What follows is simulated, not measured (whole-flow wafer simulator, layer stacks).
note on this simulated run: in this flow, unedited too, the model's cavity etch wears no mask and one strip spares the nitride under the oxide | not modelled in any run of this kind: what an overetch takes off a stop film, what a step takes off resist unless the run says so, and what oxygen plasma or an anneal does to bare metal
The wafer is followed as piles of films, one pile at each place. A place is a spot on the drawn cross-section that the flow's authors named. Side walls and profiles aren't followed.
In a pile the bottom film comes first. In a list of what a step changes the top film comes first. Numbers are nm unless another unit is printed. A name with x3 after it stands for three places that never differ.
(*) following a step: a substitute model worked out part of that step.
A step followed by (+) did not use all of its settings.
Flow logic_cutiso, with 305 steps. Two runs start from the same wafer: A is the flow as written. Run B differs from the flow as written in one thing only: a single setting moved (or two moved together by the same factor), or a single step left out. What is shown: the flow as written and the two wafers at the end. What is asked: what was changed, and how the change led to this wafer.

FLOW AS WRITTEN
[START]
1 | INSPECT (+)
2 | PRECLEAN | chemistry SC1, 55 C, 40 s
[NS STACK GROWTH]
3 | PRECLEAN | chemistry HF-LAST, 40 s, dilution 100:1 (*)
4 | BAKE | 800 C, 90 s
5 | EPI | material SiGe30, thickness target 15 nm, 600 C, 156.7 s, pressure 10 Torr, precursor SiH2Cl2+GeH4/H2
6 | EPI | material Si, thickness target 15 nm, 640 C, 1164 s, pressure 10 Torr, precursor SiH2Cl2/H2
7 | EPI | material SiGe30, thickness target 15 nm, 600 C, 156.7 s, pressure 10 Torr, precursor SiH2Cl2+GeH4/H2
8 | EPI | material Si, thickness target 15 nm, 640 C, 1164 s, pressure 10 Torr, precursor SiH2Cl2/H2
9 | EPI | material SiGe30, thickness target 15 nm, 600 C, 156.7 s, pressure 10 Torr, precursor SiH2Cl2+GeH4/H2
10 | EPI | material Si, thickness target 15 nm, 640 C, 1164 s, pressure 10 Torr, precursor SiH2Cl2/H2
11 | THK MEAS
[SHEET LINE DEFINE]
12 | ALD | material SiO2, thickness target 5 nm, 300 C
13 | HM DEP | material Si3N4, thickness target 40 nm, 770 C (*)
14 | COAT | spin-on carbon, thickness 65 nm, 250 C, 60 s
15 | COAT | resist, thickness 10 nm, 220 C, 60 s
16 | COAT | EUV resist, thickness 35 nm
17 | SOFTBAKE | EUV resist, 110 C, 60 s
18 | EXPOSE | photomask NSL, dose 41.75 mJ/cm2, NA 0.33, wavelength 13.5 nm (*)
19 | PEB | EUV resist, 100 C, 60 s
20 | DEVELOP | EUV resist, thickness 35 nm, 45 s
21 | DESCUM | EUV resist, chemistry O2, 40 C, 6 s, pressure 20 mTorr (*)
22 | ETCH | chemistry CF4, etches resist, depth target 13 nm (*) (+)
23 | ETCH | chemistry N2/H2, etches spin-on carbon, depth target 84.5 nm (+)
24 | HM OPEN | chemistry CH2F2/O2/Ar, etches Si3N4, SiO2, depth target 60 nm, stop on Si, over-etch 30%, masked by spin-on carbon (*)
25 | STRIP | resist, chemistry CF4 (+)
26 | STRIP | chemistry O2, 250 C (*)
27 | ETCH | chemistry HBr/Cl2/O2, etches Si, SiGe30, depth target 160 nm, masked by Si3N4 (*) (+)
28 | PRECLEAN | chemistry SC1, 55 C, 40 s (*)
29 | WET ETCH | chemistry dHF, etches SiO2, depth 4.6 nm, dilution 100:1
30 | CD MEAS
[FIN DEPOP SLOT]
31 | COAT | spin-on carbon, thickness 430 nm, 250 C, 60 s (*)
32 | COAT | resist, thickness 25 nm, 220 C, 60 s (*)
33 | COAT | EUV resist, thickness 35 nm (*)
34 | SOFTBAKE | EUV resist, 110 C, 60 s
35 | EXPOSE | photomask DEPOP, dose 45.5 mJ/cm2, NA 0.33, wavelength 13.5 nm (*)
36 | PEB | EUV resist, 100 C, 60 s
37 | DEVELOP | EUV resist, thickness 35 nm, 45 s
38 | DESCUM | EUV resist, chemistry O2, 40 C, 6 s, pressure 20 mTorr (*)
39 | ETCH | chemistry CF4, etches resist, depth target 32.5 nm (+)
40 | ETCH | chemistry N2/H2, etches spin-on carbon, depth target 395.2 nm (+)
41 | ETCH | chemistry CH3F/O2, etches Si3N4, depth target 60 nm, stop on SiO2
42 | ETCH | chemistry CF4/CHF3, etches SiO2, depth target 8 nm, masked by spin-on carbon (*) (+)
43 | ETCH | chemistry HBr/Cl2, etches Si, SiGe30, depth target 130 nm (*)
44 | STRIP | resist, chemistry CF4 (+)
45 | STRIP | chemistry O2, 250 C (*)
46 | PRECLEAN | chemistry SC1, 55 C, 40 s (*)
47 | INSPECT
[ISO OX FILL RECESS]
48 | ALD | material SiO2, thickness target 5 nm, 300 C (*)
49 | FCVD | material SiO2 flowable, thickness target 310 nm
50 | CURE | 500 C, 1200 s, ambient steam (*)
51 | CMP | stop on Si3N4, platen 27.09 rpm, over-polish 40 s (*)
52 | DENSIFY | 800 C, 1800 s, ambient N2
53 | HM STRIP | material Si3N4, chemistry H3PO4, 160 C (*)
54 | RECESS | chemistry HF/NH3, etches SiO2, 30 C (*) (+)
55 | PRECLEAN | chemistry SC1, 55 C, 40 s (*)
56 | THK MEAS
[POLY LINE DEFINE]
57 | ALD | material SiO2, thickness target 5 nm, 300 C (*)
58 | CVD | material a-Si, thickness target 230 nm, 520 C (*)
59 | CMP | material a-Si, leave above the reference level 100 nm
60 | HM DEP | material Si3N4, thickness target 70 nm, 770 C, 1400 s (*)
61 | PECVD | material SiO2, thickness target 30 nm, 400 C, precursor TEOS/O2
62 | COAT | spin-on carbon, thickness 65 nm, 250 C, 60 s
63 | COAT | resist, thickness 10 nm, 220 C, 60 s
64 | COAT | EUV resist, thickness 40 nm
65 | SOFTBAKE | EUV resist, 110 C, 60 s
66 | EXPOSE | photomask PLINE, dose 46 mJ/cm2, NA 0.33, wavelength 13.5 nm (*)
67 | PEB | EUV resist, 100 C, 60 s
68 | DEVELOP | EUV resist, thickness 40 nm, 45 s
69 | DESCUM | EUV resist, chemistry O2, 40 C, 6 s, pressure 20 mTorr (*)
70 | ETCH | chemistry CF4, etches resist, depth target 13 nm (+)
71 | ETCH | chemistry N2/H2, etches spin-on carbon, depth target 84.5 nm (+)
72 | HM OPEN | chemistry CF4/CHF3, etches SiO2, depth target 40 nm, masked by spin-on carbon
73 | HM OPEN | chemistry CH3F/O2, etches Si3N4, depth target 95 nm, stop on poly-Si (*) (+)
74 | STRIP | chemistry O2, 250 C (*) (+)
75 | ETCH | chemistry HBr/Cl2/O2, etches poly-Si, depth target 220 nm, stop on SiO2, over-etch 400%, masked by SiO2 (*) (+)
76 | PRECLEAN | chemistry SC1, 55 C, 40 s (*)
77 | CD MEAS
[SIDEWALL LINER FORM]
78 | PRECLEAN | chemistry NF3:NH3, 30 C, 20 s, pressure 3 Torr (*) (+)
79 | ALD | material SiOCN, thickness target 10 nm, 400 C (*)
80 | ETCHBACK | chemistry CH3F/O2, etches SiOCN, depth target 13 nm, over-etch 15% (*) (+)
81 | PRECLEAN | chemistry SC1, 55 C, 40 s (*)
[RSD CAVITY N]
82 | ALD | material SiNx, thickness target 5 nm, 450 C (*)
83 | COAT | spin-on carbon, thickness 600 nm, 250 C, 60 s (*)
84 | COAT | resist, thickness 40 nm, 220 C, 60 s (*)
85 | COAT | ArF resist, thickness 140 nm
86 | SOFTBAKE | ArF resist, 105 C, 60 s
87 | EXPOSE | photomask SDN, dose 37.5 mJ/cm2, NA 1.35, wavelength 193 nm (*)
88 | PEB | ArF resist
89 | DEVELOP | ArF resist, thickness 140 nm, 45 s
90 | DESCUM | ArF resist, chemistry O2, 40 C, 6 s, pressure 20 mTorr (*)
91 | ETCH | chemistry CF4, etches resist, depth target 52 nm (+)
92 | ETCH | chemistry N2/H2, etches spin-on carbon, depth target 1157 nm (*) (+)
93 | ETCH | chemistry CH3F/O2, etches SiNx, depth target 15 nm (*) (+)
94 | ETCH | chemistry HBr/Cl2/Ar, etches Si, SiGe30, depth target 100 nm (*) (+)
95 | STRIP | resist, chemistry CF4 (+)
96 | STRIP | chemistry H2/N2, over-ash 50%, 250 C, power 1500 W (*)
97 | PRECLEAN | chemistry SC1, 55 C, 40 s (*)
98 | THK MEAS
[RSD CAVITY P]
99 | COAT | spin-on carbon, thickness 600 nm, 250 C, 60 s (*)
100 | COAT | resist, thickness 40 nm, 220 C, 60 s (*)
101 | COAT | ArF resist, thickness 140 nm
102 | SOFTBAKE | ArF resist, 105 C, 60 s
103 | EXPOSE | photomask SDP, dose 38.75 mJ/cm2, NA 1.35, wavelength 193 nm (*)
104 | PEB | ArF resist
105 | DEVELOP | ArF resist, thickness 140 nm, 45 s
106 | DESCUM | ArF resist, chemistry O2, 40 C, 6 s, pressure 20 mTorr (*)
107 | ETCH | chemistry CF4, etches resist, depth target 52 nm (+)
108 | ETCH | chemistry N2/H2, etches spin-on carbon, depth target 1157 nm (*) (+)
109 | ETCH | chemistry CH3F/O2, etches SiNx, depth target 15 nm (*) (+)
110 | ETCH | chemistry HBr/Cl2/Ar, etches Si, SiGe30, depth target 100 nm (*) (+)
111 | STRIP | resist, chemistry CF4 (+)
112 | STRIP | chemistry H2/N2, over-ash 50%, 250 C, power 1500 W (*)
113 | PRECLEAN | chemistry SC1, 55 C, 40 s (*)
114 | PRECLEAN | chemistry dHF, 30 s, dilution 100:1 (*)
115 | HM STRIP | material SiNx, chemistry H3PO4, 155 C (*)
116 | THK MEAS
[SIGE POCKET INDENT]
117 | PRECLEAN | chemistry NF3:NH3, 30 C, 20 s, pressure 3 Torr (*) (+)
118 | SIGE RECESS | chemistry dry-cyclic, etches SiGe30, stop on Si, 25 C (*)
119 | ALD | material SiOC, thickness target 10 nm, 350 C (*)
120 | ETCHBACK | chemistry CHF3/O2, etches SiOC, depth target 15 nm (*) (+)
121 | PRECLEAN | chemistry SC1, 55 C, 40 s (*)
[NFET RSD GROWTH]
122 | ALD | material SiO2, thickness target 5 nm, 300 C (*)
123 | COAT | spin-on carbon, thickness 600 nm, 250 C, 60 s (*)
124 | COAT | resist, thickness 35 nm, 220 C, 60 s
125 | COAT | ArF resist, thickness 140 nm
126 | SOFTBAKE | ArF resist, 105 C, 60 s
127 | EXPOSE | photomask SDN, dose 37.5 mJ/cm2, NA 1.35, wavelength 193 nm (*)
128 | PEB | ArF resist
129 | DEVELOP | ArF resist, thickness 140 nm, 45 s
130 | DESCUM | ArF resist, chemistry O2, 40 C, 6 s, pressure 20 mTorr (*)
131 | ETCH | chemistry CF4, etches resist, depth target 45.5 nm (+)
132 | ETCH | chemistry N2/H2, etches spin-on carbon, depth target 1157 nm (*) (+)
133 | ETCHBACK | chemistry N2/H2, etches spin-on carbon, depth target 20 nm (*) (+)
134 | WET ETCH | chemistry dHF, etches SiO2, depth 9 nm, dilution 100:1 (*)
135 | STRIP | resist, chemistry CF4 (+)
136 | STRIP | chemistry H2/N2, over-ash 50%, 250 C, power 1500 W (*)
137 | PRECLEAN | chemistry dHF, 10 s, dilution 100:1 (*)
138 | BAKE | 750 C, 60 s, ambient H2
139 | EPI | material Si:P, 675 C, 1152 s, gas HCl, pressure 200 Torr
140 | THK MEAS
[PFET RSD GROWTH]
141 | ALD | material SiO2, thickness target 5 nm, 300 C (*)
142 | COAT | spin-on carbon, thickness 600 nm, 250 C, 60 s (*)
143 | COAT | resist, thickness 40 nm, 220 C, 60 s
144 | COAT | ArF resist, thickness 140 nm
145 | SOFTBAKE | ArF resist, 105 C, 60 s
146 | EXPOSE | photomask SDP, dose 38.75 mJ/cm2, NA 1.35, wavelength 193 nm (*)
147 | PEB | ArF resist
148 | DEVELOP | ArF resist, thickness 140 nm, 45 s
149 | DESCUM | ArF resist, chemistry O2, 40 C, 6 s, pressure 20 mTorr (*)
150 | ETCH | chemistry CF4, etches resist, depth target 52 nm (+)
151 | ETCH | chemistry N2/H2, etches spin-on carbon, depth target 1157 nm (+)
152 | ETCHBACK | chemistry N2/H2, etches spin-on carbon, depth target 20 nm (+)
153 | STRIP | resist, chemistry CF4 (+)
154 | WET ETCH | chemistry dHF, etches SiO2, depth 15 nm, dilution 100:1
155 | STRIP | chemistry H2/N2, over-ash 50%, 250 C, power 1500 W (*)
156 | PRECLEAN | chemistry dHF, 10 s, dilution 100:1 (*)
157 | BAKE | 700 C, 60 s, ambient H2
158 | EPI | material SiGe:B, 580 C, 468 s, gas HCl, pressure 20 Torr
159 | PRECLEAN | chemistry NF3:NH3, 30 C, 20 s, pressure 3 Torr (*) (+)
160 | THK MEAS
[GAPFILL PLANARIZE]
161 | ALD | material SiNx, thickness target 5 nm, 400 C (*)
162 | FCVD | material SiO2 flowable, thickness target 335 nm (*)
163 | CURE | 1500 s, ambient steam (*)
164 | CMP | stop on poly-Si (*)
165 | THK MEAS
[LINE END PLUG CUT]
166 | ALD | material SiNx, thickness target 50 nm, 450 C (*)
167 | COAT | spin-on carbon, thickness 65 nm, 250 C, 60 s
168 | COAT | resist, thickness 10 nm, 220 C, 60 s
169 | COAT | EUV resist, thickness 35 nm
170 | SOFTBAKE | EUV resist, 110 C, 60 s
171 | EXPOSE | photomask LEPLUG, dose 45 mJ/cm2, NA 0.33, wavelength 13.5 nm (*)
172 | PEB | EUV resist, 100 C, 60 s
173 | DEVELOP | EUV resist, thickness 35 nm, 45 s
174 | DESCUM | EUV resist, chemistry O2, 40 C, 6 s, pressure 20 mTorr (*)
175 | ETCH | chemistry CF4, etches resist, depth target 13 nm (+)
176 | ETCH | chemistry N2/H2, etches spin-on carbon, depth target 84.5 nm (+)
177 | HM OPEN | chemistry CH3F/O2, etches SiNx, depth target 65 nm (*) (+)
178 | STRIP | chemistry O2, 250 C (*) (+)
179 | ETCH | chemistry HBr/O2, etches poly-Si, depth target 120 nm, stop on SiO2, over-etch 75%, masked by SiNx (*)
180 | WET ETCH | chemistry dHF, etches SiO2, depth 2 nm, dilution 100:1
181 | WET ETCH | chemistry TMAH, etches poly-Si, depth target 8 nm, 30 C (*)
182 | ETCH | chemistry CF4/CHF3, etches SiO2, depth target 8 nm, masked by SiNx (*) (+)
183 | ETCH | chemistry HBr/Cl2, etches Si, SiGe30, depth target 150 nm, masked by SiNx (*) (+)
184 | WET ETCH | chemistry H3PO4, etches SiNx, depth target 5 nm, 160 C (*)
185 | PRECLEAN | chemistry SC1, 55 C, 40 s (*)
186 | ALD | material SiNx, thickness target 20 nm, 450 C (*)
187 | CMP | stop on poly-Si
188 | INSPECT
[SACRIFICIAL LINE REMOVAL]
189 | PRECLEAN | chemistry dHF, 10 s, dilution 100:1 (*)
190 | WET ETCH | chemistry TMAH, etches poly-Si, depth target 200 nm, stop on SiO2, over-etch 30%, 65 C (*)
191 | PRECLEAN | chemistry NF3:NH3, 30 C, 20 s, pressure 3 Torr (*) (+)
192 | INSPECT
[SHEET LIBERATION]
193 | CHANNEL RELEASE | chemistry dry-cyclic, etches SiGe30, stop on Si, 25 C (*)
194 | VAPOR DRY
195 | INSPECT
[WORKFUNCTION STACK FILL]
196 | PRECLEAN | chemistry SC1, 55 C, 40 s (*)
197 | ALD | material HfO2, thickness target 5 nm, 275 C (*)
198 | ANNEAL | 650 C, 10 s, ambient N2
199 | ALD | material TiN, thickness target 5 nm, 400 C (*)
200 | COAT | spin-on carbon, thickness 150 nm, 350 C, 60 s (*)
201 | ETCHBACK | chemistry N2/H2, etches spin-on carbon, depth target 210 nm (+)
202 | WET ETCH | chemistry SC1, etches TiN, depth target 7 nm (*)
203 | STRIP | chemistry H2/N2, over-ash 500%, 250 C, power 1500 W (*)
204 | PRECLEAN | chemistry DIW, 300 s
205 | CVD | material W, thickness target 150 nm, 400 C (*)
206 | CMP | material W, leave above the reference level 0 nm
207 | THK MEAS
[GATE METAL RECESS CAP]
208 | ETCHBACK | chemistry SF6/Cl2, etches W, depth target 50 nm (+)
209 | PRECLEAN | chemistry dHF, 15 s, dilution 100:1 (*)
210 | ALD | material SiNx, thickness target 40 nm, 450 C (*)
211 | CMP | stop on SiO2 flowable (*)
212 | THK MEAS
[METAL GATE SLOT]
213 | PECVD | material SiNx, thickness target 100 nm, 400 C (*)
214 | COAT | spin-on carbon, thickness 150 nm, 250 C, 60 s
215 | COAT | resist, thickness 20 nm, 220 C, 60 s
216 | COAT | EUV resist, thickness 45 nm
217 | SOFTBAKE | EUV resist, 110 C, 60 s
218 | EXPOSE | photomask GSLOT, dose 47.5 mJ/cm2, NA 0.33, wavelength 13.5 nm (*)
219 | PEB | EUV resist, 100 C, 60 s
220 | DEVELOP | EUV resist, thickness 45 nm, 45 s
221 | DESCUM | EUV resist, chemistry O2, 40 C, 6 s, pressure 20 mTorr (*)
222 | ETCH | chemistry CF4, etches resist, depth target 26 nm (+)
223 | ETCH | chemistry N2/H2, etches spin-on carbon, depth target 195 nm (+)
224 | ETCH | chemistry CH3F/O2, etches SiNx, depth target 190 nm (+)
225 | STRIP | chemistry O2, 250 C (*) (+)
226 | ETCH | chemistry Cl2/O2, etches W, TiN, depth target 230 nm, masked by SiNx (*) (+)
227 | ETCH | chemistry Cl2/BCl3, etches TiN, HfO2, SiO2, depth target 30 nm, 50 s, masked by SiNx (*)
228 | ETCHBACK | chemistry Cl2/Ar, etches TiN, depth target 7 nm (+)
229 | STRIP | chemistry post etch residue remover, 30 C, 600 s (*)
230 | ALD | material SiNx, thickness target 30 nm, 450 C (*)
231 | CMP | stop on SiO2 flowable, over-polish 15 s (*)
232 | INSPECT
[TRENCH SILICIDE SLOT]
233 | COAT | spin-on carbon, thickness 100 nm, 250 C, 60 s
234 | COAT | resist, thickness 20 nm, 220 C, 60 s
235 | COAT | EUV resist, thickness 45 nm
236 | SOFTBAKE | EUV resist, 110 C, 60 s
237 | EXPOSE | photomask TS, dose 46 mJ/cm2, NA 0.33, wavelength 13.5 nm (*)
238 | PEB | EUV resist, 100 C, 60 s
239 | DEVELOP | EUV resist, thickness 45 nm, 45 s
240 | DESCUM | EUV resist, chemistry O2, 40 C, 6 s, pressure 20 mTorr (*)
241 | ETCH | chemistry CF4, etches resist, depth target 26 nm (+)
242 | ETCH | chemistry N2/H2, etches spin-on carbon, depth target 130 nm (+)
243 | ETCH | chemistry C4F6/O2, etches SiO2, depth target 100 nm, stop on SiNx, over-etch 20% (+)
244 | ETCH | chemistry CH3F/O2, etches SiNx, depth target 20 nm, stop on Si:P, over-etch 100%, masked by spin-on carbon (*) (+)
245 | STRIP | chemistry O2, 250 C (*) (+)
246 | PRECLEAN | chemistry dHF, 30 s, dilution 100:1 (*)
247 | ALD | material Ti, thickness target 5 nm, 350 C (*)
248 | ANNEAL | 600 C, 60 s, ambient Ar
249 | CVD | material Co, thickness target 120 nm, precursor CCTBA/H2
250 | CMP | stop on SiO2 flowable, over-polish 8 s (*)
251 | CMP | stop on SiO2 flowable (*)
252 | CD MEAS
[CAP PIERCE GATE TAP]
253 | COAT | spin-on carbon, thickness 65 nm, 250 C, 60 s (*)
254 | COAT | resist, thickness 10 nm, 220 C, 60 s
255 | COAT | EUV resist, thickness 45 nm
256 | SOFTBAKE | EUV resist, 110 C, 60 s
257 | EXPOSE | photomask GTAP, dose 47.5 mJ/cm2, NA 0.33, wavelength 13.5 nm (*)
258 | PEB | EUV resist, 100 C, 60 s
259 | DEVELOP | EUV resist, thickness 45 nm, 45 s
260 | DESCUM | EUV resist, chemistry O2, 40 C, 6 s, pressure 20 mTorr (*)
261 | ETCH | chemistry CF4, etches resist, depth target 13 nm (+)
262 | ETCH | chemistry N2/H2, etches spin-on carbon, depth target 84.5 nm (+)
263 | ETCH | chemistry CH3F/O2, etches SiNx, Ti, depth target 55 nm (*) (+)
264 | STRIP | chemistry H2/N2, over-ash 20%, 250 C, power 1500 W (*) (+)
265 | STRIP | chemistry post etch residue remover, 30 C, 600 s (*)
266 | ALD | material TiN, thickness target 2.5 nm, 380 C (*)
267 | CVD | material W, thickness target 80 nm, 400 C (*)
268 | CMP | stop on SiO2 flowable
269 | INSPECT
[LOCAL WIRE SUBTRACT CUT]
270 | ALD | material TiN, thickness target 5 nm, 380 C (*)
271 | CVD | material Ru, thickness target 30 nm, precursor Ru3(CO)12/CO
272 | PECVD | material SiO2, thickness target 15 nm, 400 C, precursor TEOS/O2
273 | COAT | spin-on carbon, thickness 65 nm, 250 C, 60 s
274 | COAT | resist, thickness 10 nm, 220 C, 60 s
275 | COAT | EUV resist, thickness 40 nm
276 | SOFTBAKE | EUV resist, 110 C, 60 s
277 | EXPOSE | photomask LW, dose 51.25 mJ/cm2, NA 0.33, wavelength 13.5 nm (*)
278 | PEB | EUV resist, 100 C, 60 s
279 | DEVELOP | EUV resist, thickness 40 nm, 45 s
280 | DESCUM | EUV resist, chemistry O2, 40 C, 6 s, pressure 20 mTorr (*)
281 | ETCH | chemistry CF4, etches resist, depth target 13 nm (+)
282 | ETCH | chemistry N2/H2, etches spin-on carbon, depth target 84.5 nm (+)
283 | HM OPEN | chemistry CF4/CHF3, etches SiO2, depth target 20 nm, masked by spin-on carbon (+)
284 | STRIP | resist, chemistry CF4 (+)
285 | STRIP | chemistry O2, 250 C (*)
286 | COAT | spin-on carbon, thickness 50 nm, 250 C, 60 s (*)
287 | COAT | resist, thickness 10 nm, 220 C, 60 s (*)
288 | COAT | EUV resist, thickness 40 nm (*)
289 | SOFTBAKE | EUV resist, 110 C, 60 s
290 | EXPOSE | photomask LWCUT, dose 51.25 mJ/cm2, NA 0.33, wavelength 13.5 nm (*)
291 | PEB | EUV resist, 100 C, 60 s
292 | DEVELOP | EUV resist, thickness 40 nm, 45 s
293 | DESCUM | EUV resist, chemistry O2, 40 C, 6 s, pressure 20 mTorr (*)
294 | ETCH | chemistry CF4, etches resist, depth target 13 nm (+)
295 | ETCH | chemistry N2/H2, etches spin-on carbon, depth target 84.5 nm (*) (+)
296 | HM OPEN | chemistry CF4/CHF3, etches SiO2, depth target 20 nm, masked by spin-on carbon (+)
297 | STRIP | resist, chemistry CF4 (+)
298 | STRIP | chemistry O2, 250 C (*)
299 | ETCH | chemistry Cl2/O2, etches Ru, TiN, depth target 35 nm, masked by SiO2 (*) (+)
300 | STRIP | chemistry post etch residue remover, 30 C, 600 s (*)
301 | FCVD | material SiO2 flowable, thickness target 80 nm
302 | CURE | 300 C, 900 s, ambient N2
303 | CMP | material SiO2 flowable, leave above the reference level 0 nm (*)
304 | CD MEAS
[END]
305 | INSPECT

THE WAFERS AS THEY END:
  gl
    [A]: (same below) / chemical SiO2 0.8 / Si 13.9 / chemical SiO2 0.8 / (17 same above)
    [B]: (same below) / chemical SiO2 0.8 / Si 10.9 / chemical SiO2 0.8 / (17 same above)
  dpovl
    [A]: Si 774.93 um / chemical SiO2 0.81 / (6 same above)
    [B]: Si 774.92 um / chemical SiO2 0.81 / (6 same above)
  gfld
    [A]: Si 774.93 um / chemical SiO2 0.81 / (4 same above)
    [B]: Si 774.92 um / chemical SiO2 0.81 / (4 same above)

Cause: step 6, EPI: thickness target 12 nm was run, though the flow has thickness target 15 nm; step 6, EPI: 931.5 s was run, where the flow has 1164 s.

Step by step, how the change led to this:
  6 | EPI | material Si, thickness target 15 nm, 640 C, 1164 s, pressure 10 Torr, precursor SiH2Cl2/H2
      depop, dpovl, gfld and 19 more: A +15 Si (new film) | B +12 Si (new film)
  27 | ETCH | chemistry HBr/Cl2/O2, etches Si, SiGe30, depth target 160 nm, masked by Si3N4 (*) (+)
      gfld, gxf, iso, lnri: A -0.79 chemical SiO2 (all of it), -11.4 Si (all of it), -15 SiGe30 (all of it), -15 Si (all of it), -15 SiGe30 (all of it), -15 Si (all of it), -15 SiGe30 (all of it), -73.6 Si | B -0.79 chemical SiO2 (all of it), -11.4 Si (all of it), -15 SiGe30 (all of it), -15 Si (all of it), -15 SiGe30 (all of it), -12 Si (all of it), -15 SiGe30 (all of it), -76.6 Si
      dpovl, nsgap: A -0.79 chemical SiO2 (all of it), -11.8 Si (all of it), -15 SiGe30 (all of it), -15 Si (all of it), -15 SiGe30 (all of it), -15 Si (all of it), -15 SiGe30 (all of it), -73.2 Si | B -0.79 chemical SiO2 (all of it), -11.8 Si (all of it), -15 SiGe30 (all of it), -15 Si (all of it), -15 SiGe30 (all of it), -12 Si (all of it), -15 SiGe30 (all of it), -76.2 Si
      (as well as at 1 more place)
  43 | ETCH | chemistry HBr/Cl2, etches Si, SiGe30, depth target 130 nm (*)
      depop: A -14 Si (all of it), -15 SiGe30 (all of it), -15 Si (all of it), -15 SiGe30 (all of it), -15 Si (all of it), -15 SiGe30 (all of it), -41 Si | B -14 Si (all of it), -15 SiGe30 (all of it), -15 Si (all of it), -15 SiGe30 (all of it), -12 Si (all of it), -15 SiGe30 (all of it), -44 Si
  94 | ETCH | chemistry HBr/Cl2/Ar, etches Si, SiGe30, depth target 100 nm (*) (+)
      rsdn, rsdx: A -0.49 chemical SiO2 (all of it), -12.8 Si (all of it), -15 SiGe30 (all of it), -15 Si (all of it), -15 SiGe30 (all of it), -15 Si (all of it), -15 SiGe30 (all of it), -12.2 Si | B -0.49 chemical SiO2 (all of it), -12.8 Si (all of it), -15 SiGe30 (all of it), -15 Si (all of it), -15 SiGe30 (all of it), -12 Si (all of it), -15 SiGe30 (all of it), -15.2 Si
  110 | ETCH | chemistry HBr/Cl2/Ar, etches Si, SiGe30, depth target 100 nm (*) (+)
      rsdp, rsdw: A -0.49 chemical SiO2 (all of it), -12.8 Si (all of it), -15 SiGe30 (all of it), -15 Si (all of it), -15 SiGe30 (all of it), -15 Si (all of it), -15 SiGe30 (all of it), -12.2 Si | B -0.49 chemical SiO2 (all of it), -12.8 Si (all of it), -15 SiGe30 (all of it), -15 Si (all of it), -15 SiGe30 (all of it), -12 Si (all of it), -15 SiGe30 (all of it), -15.2 Si
  183 | ETCH | chemistry HBr/Cl2, etches Si, SiGe30, depth target 150 nm, masked by SiNx (*) (+)
      plug: A -13.6 Si (all of it), -15 SiGe30 (all of it), -15 Si (all of it), -15 SiGe30 (all of it), -15 Si (all of it), -15 SiGe30 (all of it), -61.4 Si | B -13.6 Si (all of it), -15 SiGe30 (all of it), -15 Si (all of it), -15 SiGe30 (all of it), -12 Si (all of it), -15 SiGe30 (all of it), -64.4 Si
